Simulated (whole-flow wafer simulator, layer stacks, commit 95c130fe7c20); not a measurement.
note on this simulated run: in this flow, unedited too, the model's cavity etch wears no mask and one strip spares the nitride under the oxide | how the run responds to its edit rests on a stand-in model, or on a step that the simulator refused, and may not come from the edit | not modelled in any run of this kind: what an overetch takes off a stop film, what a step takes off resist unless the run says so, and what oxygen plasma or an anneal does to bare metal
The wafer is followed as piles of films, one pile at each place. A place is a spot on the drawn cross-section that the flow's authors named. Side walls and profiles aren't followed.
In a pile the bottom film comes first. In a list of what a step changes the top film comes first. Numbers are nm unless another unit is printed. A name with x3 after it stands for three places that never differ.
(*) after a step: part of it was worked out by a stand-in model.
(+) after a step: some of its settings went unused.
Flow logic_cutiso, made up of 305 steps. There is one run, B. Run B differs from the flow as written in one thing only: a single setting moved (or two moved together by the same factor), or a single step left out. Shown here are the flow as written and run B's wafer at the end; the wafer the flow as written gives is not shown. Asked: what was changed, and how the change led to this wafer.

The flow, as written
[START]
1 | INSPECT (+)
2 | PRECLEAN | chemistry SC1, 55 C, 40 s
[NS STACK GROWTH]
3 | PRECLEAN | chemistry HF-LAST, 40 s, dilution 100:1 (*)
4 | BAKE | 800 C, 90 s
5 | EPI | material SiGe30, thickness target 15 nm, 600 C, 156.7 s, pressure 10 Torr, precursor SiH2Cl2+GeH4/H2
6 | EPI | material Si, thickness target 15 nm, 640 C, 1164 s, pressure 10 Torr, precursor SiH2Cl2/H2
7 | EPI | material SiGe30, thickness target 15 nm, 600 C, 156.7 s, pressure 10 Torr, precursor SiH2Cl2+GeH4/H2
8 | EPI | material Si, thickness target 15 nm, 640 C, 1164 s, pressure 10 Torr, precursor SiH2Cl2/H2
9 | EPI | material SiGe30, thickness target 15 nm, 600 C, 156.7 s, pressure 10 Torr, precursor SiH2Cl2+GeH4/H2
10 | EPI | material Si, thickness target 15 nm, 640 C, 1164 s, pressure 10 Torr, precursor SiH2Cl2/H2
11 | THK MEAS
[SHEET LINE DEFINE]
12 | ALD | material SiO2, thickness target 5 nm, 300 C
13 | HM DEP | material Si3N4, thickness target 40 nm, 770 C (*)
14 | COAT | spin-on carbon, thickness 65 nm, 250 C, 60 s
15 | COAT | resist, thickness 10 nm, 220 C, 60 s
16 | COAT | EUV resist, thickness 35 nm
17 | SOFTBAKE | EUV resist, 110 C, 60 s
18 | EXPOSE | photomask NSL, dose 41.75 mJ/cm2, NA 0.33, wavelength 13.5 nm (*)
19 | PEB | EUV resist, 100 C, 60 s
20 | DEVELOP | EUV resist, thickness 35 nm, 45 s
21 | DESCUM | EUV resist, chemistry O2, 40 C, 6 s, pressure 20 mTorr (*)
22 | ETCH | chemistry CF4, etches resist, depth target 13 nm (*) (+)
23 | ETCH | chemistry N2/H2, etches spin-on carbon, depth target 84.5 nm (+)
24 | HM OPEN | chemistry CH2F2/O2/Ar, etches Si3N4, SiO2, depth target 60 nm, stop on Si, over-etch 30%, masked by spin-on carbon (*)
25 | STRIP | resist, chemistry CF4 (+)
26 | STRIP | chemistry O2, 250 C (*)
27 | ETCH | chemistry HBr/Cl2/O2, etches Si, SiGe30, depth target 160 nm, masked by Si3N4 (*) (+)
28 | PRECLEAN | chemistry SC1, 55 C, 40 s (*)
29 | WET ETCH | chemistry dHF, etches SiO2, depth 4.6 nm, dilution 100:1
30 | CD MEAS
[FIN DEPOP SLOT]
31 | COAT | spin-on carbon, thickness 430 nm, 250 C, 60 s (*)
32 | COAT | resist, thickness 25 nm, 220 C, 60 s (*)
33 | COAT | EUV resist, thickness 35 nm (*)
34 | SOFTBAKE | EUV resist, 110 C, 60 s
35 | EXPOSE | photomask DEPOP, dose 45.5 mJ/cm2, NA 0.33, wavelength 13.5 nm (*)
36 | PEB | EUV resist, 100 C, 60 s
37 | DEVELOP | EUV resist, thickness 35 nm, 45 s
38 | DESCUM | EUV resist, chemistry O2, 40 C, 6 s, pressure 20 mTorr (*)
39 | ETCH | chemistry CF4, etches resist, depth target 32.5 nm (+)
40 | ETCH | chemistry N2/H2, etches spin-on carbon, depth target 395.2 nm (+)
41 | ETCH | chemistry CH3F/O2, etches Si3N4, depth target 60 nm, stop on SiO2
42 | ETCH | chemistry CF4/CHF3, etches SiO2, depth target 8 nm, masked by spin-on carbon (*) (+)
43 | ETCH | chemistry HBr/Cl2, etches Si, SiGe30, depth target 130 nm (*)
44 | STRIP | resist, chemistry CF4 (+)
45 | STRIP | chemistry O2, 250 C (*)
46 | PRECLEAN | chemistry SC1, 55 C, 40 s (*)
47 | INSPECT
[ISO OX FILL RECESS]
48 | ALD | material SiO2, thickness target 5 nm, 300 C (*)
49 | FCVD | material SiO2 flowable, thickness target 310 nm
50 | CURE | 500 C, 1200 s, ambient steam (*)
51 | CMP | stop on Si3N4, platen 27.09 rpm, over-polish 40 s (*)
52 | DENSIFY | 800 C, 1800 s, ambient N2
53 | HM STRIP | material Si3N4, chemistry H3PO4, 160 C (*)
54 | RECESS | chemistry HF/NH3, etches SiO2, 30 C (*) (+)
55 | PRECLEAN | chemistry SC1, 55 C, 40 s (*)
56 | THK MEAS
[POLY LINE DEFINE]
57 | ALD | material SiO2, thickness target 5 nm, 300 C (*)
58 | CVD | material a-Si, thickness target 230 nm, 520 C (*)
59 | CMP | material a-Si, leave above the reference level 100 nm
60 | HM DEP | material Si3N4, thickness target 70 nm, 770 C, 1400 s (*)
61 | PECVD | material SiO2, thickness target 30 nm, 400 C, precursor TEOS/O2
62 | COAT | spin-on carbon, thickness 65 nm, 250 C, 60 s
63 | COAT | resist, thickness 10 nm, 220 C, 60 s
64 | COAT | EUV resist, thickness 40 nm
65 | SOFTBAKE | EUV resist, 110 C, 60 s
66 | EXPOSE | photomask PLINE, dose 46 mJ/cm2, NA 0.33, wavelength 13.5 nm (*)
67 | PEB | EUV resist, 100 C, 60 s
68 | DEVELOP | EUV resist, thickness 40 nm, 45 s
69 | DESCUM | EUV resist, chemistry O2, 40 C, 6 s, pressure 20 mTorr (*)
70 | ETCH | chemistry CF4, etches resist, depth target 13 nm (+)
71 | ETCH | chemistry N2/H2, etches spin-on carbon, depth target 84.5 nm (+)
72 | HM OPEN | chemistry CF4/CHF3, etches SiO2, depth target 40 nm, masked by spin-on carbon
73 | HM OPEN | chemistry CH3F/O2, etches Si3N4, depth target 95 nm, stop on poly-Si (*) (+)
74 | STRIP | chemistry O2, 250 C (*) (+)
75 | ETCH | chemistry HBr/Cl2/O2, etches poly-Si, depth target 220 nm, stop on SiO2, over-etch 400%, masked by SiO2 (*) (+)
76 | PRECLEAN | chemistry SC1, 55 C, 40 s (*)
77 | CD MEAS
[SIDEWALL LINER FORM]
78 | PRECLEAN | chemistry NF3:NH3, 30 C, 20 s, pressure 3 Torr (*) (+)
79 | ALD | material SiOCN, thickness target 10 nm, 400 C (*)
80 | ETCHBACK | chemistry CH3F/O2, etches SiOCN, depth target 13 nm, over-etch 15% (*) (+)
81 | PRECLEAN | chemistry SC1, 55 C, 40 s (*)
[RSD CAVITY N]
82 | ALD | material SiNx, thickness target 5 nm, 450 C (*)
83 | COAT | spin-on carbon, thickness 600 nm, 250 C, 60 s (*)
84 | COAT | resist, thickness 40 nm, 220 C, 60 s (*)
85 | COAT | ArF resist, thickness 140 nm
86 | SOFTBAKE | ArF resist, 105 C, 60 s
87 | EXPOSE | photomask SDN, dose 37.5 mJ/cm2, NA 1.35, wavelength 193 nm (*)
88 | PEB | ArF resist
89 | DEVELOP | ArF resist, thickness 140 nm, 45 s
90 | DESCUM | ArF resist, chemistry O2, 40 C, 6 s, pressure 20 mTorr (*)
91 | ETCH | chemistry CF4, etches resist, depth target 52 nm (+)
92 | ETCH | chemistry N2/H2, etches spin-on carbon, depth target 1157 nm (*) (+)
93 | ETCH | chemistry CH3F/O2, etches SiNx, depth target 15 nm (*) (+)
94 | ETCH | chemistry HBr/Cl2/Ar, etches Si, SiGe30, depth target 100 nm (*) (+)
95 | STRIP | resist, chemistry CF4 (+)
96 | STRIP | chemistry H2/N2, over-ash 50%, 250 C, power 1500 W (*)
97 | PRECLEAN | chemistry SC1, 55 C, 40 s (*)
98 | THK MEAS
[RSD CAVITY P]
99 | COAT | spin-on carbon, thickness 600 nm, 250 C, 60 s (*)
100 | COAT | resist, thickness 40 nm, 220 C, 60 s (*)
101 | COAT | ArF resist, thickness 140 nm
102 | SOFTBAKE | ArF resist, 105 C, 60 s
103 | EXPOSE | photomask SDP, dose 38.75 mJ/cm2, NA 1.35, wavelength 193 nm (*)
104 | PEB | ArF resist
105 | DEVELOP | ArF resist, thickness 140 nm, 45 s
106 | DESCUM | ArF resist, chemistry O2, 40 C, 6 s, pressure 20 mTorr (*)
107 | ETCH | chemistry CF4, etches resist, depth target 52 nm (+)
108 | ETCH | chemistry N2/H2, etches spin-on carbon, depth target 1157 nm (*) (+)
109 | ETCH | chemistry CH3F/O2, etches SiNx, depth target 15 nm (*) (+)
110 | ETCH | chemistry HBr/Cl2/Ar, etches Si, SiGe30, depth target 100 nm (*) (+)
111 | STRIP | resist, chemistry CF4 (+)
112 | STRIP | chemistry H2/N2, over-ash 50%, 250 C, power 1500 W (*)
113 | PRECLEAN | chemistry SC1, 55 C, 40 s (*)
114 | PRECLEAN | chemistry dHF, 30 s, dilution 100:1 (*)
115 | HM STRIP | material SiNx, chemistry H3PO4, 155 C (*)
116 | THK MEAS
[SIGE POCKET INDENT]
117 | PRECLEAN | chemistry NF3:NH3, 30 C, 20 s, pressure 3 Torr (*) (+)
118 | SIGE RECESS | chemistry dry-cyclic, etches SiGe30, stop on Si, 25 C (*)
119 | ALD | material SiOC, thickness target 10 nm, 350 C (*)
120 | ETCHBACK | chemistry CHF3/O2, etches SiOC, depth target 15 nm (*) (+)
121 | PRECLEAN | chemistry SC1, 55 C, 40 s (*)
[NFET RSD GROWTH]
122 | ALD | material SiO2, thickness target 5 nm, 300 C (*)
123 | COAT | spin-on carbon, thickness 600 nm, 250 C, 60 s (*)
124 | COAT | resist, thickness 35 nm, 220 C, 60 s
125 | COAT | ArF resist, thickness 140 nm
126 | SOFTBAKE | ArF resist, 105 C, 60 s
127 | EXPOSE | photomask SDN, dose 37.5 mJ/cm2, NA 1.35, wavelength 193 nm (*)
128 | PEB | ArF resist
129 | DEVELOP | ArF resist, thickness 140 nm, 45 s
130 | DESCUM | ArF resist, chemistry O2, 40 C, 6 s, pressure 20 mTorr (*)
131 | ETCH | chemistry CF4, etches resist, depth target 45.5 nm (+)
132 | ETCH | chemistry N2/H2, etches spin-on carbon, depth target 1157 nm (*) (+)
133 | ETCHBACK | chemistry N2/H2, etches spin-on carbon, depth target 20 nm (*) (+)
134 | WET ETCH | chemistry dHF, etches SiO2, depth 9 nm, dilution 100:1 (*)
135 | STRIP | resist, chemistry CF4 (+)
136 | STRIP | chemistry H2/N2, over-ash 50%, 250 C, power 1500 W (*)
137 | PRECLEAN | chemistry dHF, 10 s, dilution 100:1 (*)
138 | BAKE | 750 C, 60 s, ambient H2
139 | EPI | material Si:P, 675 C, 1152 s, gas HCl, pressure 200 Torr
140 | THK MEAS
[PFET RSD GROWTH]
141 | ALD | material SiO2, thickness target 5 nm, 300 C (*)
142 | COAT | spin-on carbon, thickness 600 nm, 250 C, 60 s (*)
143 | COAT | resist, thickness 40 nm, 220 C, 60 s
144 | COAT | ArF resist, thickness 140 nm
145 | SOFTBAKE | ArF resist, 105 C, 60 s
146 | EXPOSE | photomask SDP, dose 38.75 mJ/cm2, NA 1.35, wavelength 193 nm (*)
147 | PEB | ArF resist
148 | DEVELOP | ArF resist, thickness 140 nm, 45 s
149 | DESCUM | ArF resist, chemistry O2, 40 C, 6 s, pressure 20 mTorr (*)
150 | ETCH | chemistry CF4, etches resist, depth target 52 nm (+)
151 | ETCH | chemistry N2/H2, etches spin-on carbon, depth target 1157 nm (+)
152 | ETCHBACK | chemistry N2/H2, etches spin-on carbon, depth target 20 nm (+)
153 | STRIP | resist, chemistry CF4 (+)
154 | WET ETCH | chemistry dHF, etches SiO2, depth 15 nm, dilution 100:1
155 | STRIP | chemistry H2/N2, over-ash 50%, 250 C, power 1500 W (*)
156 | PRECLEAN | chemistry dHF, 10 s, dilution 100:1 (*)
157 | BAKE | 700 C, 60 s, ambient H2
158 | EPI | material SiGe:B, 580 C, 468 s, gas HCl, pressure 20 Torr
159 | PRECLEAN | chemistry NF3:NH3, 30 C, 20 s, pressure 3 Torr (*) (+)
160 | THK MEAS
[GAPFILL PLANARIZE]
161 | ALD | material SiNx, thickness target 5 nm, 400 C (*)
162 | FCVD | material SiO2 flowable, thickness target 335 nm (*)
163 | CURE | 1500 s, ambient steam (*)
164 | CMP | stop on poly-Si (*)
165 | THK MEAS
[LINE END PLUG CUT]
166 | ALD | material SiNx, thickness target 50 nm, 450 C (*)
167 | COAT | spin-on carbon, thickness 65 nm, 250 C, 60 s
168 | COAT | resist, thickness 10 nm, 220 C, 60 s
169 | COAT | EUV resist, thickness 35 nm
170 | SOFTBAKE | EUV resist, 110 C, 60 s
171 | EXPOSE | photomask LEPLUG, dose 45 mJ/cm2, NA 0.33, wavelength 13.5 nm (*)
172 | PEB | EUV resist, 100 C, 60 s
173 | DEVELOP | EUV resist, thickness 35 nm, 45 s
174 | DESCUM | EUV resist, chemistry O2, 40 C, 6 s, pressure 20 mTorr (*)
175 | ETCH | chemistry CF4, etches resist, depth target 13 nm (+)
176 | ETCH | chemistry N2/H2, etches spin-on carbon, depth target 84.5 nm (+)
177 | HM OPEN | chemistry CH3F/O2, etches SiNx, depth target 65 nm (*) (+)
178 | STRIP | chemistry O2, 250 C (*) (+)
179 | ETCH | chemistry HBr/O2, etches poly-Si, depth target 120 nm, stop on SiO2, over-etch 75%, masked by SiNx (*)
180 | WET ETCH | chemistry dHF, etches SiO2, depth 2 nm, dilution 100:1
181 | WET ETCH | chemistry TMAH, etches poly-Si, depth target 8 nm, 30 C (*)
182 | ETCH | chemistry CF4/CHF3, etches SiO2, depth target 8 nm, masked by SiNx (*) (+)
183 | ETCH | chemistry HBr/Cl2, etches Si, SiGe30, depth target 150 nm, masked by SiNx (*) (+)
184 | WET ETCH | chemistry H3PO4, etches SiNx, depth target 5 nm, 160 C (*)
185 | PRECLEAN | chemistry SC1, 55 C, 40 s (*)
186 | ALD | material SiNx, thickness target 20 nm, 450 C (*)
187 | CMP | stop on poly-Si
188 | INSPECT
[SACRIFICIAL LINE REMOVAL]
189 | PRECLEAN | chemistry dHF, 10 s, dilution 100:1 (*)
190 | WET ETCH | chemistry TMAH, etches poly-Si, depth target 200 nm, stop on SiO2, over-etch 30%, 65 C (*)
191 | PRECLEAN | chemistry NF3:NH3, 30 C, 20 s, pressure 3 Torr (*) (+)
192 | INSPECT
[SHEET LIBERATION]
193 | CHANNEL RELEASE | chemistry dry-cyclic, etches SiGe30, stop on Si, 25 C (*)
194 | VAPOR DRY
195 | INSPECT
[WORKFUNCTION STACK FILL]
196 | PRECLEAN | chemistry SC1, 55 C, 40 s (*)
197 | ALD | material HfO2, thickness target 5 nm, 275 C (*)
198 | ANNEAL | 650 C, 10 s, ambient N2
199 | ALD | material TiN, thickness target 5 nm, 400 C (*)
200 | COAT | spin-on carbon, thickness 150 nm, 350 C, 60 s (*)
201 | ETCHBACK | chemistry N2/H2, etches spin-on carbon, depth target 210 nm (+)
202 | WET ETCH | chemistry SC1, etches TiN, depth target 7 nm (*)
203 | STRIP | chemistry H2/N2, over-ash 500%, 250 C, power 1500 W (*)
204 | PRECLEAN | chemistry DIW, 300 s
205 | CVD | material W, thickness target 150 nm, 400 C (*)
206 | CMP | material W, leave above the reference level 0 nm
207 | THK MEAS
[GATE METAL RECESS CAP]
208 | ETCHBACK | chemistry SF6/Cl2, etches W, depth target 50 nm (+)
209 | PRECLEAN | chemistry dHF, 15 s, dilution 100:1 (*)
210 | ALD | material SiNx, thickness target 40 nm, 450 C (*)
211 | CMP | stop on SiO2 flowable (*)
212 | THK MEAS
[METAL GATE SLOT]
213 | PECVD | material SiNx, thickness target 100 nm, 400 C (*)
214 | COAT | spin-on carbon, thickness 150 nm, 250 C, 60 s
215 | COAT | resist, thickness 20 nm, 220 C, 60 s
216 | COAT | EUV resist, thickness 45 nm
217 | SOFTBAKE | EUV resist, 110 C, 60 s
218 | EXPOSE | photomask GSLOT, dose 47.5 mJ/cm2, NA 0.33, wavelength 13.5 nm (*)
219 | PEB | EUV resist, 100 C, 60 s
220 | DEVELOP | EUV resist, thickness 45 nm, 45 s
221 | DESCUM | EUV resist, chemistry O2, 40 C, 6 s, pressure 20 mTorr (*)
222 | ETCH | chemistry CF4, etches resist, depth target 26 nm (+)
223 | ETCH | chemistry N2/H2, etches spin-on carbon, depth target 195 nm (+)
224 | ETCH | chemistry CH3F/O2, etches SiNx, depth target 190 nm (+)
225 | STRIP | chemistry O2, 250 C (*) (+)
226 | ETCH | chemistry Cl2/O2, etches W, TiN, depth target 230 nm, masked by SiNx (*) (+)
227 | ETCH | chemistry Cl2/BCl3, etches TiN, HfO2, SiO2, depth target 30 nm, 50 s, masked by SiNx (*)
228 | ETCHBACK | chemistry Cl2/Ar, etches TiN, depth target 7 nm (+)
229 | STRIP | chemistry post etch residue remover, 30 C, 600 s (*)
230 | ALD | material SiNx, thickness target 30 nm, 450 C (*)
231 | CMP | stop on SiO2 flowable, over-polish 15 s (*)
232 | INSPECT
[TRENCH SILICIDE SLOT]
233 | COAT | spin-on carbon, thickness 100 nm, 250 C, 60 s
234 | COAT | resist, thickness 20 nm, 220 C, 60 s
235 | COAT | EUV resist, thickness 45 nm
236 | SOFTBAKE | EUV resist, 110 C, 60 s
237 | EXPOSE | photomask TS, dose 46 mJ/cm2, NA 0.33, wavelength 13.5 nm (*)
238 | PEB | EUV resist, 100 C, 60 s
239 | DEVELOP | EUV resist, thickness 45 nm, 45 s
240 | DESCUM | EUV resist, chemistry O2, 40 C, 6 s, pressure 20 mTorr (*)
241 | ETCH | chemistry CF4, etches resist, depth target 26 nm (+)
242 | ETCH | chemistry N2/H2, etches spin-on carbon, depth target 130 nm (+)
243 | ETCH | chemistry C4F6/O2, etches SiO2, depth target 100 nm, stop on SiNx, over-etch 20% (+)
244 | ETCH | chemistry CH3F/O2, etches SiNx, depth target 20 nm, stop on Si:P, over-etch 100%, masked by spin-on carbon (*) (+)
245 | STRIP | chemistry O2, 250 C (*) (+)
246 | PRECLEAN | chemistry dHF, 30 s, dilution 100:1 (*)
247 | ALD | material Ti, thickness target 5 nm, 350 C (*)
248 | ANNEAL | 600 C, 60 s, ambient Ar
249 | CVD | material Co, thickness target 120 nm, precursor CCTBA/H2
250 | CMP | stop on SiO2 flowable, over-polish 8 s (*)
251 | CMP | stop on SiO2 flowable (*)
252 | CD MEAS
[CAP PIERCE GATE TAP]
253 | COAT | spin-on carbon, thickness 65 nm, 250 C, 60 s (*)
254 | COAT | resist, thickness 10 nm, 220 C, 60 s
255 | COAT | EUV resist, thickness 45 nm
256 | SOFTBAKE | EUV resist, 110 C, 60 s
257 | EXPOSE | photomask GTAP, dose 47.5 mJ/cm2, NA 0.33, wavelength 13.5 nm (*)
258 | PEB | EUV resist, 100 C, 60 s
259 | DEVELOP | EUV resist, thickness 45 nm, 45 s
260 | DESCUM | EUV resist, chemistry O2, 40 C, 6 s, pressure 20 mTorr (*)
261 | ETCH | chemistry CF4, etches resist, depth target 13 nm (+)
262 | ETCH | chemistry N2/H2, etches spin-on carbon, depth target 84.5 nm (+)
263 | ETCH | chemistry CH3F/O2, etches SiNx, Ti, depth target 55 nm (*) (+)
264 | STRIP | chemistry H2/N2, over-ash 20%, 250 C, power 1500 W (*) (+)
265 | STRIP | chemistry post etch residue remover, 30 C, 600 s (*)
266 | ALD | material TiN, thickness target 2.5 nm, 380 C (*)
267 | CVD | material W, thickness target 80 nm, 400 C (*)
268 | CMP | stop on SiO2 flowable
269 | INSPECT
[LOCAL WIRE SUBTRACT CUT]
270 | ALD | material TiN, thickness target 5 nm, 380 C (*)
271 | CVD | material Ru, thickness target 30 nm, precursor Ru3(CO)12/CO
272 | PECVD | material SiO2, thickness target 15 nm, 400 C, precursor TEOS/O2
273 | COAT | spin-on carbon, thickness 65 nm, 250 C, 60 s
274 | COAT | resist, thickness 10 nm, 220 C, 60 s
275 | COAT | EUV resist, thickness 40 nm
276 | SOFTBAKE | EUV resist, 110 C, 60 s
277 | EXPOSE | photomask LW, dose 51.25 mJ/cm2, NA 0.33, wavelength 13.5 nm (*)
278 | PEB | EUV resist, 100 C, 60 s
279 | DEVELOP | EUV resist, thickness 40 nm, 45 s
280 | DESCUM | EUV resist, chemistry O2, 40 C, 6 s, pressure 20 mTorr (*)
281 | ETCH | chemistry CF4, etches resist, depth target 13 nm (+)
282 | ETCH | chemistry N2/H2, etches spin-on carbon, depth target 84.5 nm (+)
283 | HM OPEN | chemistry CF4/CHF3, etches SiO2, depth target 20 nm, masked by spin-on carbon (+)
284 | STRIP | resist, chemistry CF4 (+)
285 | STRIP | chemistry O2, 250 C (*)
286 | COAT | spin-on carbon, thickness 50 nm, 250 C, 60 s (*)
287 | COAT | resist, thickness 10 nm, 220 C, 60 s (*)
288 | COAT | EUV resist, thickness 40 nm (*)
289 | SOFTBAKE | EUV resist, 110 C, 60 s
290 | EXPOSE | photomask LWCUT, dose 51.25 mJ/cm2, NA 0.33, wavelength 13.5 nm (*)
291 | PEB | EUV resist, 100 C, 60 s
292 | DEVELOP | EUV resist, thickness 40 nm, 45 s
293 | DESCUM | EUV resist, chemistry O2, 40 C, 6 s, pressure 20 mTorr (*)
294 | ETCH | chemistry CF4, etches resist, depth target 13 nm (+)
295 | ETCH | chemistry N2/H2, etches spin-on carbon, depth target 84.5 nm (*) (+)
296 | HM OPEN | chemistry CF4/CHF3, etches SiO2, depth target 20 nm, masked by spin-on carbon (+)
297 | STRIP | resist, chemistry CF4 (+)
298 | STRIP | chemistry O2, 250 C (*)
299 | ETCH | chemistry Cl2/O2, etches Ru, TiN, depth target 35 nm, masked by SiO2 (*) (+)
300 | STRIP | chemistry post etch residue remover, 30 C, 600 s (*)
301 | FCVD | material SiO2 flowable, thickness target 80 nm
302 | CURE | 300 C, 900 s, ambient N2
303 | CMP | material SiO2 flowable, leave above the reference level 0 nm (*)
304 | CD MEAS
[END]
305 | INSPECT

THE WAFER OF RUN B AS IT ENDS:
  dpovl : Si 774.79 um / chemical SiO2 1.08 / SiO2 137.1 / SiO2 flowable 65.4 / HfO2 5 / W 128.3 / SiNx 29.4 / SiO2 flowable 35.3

Cause: step 40, ETCH: depth target 622.4 nm was run, though the flow has depth target 395.2 nm.

The path from the change to this, step by step:
  40 | ETCH | chemistry N2/H2, etches spin-on carbon, depth target 395.2 nm (+)
      dpovl: spin-on carbon loses 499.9 (all of it) (it would be, as written: spin-on carbon loses 395.2)
      gfld, gl, glp and 17 more: EUV resist loses 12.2 (all of it), resist loses 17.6 (it would be, as written: EUV resist loses 12.2 (all of it), resist loses 13.9)
      (and at 1 other place as well)
  41 | ETCH | chemistry CH3F/O2, etches Si3N4, depth target 60 nm, stop on SiO2
      dpovl: Si loses 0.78 (it would be, as written: spin-on carbon loses 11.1)
      depop: Si3N4 loses 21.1 (all of it), SiO2 loses 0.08 (it would be, as written: Si3N4 loses 22.2 (all of it), SiO2 loses 0.08)
  42 | ETCH | chemistry CF4/CHF3, etches SiO2, depth target 8 nm, masked by spin-on carbon (*) (+)
      dpovl: Si loses 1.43 (it would be, as written: spin-on carbon loses 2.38)
      gfld: resist loses 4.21 (all of it), spin-on carbon loses 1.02 (it would be, as written: resist loses 7.38)
      (and at 19 other places as well)
  43 | ETCH | chemistry HBr/Cl2, etches Si, SiGe30, depth target 130 nm (*)
      dpovl: Si loses 130 (it would be, as written: spin-on carbon loses 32)
  45 | STRIP | chemistry O2, 250 C (*)
      dpovl: chemical SiO2 gains 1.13 (new film), Si loses 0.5 (it would be, as written: chemical SiO2 gains 0.82 (new film), spin-on carbon loses 59.3 (all of it), Si loses 0.36)
  48 | ALD | material SiO2, thickness target 5 nm, 300 C (*)
      dpovl: SiO2 gains 137.1 (new film) (it would be, as written: SiO2 gains 5 (new film))
  52 | DENSIFY | 800 C, 1800 s, ambient N2
      nsgap: SiO2 flowable loses 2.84 (it would be, as written: SiO2 flowable loses 2.13)
